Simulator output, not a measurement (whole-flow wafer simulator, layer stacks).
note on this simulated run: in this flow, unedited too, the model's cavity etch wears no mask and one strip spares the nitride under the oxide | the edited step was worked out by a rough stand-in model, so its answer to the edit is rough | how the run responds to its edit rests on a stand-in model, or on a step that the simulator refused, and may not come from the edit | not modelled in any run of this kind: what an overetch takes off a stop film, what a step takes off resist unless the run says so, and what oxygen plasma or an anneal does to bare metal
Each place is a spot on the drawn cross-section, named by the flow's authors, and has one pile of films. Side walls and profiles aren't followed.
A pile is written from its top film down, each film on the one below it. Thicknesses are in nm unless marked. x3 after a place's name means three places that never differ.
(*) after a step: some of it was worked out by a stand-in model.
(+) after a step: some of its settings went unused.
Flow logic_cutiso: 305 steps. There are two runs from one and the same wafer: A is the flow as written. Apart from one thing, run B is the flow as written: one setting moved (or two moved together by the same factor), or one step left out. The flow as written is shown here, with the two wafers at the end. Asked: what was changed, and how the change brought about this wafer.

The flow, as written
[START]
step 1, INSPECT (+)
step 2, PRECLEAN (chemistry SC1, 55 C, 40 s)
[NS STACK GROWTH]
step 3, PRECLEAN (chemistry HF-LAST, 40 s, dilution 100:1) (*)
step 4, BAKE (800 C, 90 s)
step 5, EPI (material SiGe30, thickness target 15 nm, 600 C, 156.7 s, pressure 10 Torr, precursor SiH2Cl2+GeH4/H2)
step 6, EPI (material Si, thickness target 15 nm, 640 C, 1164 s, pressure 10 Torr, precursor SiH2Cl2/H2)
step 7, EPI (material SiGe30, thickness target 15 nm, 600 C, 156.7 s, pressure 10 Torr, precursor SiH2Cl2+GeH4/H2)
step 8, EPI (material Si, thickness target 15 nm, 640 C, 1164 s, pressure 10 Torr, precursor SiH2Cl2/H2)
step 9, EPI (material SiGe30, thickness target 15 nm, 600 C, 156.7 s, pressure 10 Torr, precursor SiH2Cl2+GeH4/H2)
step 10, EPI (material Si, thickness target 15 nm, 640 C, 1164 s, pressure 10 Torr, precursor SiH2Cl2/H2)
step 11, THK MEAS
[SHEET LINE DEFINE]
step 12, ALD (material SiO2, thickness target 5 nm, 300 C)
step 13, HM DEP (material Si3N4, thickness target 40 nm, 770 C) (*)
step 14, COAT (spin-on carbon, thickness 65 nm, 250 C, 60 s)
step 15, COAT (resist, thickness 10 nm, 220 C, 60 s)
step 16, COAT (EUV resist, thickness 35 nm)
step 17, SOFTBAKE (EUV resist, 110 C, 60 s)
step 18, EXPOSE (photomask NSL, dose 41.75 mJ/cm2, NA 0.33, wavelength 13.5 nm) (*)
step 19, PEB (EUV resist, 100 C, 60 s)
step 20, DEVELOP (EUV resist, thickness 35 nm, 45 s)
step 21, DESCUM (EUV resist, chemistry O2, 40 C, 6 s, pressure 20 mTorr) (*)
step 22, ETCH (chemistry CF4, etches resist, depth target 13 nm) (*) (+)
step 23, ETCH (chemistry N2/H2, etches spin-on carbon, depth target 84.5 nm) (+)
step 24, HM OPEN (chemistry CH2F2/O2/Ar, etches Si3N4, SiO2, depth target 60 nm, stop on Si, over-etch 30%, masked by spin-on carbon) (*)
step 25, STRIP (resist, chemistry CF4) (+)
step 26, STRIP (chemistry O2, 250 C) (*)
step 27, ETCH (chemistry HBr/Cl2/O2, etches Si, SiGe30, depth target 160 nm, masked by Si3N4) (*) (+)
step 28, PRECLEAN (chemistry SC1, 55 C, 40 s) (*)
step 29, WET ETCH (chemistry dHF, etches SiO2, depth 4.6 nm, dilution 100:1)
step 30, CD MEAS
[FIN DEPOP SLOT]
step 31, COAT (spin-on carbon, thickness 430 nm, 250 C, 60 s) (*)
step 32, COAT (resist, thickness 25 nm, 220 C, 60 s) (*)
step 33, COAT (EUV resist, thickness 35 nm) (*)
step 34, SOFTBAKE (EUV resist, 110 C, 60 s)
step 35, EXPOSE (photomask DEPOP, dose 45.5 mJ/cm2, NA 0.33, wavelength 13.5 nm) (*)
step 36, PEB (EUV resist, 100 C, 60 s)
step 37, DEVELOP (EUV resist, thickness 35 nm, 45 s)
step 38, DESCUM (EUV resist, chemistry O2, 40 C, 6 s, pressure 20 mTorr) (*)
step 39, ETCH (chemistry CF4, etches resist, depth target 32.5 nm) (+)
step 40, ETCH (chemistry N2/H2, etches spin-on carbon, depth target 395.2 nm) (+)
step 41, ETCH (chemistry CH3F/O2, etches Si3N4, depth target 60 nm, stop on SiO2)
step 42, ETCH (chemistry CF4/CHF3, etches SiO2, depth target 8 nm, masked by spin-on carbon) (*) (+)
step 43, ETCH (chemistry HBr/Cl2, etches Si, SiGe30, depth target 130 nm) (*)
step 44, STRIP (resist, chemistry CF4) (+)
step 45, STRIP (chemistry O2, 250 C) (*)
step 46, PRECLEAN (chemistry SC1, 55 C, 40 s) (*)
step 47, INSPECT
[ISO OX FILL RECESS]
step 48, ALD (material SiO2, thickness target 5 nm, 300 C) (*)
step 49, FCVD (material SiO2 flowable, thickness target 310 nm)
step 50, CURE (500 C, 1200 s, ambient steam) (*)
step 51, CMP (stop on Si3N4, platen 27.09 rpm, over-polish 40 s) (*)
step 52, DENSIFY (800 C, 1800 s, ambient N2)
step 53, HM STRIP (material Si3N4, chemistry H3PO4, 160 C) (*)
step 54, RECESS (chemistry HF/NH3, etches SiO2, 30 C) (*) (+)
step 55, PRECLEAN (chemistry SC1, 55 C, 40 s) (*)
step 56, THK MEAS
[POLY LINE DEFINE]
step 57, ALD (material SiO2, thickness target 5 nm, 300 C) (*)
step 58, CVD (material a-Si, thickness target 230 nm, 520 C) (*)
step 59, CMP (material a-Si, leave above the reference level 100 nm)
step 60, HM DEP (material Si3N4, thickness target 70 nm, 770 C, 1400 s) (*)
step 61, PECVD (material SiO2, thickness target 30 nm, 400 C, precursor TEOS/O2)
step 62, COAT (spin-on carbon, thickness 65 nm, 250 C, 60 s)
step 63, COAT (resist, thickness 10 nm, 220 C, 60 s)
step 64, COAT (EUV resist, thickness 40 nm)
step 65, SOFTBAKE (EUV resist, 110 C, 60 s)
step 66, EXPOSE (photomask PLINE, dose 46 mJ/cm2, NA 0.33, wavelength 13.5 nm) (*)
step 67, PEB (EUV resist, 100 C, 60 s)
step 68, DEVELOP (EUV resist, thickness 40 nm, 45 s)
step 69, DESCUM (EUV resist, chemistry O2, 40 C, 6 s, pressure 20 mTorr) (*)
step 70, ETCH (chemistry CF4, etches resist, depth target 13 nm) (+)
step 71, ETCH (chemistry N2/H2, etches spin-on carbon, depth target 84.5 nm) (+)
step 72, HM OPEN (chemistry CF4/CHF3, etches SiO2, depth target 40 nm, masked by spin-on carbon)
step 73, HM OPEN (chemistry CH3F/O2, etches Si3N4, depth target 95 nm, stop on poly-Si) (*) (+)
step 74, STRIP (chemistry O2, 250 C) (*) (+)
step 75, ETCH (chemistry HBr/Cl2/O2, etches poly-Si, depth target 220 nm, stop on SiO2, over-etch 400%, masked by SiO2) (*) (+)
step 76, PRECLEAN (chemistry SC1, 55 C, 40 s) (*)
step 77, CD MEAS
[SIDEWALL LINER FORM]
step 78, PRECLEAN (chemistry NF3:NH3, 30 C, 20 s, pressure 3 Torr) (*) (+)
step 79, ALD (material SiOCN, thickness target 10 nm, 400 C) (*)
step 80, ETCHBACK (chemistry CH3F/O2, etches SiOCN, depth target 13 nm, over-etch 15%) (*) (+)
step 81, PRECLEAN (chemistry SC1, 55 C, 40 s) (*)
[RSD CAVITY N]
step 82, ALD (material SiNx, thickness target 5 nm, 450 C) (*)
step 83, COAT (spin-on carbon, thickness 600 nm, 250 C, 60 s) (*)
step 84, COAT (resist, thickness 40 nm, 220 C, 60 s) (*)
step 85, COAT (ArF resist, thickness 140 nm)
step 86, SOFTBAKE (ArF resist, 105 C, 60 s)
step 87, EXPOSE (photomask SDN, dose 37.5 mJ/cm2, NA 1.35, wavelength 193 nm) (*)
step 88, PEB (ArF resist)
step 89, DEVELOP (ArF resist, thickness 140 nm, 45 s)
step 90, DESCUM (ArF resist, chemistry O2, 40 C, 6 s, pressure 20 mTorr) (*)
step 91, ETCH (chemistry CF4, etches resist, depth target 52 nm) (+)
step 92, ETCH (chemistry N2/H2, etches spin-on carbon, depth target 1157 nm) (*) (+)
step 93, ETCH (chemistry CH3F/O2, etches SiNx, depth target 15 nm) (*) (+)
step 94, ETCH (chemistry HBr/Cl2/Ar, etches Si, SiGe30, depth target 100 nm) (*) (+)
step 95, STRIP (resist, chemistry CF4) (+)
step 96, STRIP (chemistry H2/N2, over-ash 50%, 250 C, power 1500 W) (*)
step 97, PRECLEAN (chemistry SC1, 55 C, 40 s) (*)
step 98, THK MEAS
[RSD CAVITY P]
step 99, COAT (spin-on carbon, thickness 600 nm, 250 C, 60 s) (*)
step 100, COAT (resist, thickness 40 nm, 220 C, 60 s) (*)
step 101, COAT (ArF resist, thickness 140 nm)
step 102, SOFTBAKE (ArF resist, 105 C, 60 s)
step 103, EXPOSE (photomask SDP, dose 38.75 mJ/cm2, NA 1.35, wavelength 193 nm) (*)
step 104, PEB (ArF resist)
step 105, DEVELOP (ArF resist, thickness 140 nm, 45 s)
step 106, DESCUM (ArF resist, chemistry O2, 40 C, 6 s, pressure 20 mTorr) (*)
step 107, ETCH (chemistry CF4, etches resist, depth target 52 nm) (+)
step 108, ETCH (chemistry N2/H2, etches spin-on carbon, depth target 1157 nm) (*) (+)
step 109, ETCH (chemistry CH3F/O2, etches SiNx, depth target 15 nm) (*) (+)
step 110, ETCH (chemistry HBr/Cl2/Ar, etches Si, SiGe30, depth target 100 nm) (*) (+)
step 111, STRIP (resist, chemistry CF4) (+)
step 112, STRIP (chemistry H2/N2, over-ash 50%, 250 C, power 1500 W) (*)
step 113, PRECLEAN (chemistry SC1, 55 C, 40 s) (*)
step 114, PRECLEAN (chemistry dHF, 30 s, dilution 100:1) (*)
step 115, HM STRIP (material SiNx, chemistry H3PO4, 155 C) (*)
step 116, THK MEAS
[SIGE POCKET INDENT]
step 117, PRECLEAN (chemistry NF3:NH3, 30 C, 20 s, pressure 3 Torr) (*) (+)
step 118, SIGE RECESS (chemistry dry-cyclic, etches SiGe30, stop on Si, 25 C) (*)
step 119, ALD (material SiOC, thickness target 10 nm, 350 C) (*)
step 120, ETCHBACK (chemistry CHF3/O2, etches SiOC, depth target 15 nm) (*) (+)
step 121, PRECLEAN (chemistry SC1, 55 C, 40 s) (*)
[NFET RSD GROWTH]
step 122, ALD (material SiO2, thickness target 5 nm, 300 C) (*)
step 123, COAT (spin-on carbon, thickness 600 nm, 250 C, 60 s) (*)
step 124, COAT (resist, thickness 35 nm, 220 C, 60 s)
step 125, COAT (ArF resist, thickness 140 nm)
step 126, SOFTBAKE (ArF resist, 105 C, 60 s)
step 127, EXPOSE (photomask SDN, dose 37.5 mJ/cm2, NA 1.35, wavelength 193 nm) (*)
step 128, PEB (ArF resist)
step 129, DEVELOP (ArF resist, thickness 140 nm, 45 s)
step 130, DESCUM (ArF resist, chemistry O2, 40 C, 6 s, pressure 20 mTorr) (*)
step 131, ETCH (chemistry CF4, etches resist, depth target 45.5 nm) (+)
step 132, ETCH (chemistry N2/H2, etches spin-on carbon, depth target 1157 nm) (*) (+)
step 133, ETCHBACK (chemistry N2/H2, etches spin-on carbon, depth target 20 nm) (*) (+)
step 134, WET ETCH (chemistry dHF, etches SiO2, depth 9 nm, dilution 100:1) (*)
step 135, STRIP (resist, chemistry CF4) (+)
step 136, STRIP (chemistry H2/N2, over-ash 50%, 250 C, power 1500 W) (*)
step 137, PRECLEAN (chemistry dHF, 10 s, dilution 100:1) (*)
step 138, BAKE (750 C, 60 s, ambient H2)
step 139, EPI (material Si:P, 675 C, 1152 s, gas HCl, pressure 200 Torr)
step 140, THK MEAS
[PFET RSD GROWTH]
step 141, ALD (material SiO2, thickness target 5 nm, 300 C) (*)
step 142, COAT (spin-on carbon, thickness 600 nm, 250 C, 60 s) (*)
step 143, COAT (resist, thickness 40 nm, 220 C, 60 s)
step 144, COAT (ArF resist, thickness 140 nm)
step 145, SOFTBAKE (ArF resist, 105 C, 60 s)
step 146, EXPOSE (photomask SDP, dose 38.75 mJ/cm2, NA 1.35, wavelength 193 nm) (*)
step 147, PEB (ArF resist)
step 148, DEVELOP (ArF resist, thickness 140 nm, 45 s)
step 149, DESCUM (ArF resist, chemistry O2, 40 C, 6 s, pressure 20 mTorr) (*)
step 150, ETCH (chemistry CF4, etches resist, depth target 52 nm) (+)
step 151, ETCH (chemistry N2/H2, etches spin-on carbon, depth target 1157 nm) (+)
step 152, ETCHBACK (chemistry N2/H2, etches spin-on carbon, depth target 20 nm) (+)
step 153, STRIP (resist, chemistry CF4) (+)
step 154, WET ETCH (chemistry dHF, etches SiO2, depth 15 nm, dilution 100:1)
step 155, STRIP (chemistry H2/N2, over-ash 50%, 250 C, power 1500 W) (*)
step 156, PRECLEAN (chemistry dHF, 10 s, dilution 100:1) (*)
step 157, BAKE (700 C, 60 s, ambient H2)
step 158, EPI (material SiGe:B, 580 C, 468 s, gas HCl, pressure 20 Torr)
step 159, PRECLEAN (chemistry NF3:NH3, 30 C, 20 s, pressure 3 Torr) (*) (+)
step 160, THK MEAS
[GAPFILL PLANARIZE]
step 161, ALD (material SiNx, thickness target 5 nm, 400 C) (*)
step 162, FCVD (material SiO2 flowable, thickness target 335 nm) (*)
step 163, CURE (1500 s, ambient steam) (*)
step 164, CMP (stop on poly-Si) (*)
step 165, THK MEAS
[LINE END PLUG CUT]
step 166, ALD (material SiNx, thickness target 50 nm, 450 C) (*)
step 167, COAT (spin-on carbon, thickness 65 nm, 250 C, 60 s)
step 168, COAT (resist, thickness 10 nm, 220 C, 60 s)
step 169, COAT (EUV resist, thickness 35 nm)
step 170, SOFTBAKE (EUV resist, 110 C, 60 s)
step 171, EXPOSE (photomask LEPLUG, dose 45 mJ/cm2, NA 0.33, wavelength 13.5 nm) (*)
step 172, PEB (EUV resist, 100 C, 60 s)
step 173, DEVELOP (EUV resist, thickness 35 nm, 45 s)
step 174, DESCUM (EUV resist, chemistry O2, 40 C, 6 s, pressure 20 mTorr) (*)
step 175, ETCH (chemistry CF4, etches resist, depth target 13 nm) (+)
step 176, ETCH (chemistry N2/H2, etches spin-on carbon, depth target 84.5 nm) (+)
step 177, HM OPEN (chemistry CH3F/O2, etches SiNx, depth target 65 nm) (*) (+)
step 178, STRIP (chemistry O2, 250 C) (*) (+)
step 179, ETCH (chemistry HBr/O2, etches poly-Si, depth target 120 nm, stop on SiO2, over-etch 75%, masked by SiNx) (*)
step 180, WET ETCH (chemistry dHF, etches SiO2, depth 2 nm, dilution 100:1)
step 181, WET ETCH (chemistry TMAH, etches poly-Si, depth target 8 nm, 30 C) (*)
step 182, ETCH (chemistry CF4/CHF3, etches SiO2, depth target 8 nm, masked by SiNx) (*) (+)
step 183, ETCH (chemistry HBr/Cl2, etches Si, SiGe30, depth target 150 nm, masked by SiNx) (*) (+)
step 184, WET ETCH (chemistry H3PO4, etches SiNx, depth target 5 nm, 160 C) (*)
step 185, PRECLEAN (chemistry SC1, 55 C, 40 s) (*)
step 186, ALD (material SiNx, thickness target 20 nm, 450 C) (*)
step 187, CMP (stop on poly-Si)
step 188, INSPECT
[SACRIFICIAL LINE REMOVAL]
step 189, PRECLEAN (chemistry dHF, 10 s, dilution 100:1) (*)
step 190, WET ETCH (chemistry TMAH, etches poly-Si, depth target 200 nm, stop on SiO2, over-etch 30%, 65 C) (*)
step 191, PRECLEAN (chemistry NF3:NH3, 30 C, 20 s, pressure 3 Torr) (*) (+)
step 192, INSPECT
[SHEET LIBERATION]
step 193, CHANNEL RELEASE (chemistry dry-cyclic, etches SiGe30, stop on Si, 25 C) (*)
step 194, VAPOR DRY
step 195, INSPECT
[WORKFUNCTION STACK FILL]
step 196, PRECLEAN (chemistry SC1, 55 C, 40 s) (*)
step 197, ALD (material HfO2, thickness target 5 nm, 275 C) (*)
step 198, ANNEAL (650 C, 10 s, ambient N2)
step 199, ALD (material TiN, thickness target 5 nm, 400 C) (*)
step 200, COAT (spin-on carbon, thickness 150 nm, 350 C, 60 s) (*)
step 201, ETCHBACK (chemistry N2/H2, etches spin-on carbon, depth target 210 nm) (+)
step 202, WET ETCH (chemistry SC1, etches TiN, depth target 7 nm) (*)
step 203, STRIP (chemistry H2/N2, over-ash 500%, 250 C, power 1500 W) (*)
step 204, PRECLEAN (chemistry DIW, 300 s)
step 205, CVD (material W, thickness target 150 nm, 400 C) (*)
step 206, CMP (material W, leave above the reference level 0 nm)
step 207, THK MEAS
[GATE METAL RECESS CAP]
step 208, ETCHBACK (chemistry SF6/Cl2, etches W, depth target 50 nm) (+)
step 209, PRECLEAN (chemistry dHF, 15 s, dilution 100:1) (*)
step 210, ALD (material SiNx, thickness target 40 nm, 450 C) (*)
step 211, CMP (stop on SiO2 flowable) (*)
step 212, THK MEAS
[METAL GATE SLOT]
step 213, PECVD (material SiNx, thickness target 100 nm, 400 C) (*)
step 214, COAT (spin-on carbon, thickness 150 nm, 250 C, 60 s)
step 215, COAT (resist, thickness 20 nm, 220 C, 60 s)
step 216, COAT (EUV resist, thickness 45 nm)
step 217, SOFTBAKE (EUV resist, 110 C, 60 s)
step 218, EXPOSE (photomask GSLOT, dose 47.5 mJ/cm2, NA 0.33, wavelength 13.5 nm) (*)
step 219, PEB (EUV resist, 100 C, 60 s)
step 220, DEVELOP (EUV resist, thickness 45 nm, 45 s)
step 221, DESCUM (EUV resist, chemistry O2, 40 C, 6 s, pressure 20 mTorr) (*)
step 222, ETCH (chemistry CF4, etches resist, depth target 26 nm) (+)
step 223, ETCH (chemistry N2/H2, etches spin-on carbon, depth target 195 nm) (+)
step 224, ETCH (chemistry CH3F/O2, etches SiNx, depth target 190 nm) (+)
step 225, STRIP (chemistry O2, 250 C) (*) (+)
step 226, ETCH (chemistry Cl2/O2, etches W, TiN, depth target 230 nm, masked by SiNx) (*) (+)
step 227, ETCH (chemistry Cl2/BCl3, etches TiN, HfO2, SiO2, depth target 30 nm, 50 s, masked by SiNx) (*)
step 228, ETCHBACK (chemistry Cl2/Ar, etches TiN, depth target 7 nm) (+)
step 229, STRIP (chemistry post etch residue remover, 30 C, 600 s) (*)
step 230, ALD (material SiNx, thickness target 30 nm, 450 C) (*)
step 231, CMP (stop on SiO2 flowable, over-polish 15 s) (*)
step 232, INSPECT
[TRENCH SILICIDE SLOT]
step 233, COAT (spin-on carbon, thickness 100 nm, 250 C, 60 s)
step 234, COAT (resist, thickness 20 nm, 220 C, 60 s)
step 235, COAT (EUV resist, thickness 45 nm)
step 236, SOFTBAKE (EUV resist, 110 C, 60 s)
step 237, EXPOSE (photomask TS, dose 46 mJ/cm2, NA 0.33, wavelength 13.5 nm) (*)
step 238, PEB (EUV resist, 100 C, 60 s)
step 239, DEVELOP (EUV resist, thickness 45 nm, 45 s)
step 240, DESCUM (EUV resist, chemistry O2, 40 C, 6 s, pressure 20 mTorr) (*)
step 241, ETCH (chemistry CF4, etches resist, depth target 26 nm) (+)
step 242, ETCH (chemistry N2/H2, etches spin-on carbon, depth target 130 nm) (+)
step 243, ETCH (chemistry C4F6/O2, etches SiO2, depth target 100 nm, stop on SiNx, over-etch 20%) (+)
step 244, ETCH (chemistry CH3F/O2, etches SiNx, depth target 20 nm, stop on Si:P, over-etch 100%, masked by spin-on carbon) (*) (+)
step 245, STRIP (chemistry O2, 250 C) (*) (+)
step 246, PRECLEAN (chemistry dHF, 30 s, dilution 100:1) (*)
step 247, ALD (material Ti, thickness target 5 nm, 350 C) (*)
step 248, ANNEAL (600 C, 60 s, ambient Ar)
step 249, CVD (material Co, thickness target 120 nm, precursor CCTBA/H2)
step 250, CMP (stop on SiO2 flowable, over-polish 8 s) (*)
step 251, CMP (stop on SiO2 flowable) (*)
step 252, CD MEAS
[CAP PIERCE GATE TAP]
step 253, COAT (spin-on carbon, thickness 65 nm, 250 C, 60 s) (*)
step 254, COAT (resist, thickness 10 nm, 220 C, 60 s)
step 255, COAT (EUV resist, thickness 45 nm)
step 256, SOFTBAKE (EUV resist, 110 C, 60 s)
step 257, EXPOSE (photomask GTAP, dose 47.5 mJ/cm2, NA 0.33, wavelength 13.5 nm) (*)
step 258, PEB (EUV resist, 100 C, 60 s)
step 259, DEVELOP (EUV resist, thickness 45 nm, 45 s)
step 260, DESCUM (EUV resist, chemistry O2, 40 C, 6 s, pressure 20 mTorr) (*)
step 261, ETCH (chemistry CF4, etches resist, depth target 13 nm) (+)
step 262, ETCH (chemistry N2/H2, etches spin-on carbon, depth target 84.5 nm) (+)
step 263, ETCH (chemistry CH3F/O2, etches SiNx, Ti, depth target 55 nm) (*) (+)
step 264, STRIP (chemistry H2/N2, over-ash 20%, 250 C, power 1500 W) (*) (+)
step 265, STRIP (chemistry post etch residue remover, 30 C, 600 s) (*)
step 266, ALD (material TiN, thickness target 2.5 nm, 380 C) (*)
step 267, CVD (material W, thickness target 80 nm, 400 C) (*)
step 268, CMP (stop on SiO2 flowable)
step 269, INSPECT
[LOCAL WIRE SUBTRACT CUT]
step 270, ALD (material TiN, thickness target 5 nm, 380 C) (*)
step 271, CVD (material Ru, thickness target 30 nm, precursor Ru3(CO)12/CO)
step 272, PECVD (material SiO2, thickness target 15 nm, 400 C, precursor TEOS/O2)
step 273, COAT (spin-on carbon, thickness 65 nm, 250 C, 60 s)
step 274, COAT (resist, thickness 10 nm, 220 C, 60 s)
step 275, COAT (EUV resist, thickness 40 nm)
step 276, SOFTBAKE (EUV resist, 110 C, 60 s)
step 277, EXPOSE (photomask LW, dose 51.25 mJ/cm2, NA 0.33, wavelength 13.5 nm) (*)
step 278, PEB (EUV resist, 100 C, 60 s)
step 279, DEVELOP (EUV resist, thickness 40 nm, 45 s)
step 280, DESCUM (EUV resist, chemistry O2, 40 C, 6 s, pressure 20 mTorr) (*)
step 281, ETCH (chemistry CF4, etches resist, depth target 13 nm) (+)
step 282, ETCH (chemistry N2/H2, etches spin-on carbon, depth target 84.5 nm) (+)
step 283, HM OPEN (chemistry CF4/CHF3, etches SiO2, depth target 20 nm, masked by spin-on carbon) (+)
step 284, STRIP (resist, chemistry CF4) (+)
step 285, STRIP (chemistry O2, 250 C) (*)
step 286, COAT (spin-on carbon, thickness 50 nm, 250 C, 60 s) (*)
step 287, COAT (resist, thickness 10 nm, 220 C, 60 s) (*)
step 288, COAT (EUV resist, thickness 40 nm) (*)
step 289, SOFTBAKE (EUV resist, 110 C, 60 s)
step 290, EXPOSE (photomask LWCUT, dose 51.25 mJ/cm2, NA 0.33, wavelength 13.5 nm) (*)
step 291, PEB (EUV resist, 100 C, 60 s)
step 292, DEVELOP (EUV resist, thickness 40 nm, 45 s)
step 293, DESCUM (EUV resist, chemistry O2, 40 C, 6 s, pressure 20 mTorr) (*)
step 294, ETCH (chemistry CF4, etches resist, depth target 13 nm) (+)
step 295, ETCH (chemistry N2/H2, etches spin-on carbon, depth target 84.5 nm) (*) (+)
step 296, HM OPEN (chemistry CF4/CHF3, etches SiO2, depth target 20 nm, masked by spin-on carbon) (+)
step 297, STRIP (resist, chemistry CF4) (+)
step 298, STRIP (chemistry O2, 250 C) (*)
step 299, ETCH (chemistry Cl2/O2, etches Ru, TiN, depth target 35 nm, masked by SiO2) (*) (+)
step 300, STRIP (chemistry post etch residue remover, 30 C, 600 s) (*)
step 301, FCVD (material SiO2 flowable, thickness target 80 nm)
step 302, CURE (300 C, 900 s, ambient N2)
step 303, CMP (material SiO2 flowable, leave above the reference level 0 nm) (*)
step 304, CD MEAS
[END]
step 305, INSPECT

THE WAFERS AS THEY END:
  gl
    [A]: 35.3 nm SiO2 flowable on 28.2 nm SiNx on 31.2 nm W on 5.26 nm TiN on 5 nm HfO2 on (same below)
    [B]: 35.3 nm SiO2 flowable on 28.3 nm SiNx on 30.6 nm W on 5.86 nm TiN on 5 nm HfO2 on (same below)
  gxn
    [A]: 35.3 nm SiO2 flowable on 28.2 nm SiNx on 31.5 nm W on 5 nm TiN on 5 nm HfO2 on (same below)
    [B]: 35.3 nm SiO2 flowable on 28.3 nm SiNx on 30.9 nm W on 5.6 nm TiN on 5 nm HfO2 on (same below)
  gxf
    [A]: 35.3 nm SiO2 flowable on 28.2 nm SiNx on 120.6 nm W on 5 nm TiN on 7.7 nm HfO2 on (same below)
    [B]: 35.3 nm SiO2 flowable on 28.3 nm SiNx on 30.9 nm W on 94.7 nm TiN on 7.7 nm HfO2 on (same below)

The reason: step 199, ALD: thickness target 5.6 nm was run, though the flow has thickness target 5 nm.
One can read it off the wafer: gxn has TiN 5.6, and step 199 as written asks for 5 nm.

Step by step, how the change led to this:
  step 199, ALD (material TiN, thickness target 5 nm, 400 C) (*)
      depop, dpovl, iso and 11 more: A +5 TiN (new film) | B +5.6 TiN (new film)
      gl, glp, tap: A +5.26 TiN (new film), +4.49 TiN (new film), -4.49 cavity (all of it), +4.49 TiN (new film), -4.49 cavity (all of it), +4.49 TiN (new film), -4.49 cavity (all of it) | B +5.86 TiN (new film), +4.49 TiN (new film), -4.49 cavity (all of it), +4.49 TiN (new film), -4.49 cavity (all of it), +4.49 TiN (new film), -4.49 cavity (all of it)
      (and at 5 other places as well)
  step 200, COAT (spin-on carbon, thickness 150 nm, 350 C, 60 s) (*)
      gxf: A +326 spin-on carbon (new film) | B +238.9 spin-on carbon (new film)
  step 202, WET ETCH (chemistry SC1, etches TiN, depth target 7 nm) (*)
      depop, dpovl, iso and 12 more: A -5 TiN (all of it) | B -5.6 TiN (all of it)
  step 203, STRIP (chemistry H2/N2, over-ash 500%, 250 C, power 1500 W) (*)
      gl, glp: A -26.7 spin-on carbon (all of it) | B -28.7 spin-on carbon (all of it)
      gxn, gxp: A -26.8 spin-on carbon (all of it) | B -28.8 spin-on carbon (all of it)
      (and at 2 other places as well)
  step 205, CVD (material W, thickness target 150 nm, 400 C) (*)
      gxf: A +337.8 W (new film) | B +248.1 W (new film)
  step 226, ETCH (chemistry Cl2/O2, etches W, TiN, depth target 230 nm, masked by SiNx) (*) (+)
      gfld: A -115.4 W (all of it), -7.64 TiN (all of it), -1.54 HfO2 | B -114.8 W (all of it), -8.24 TiN (all of it), -1.54 HfO2
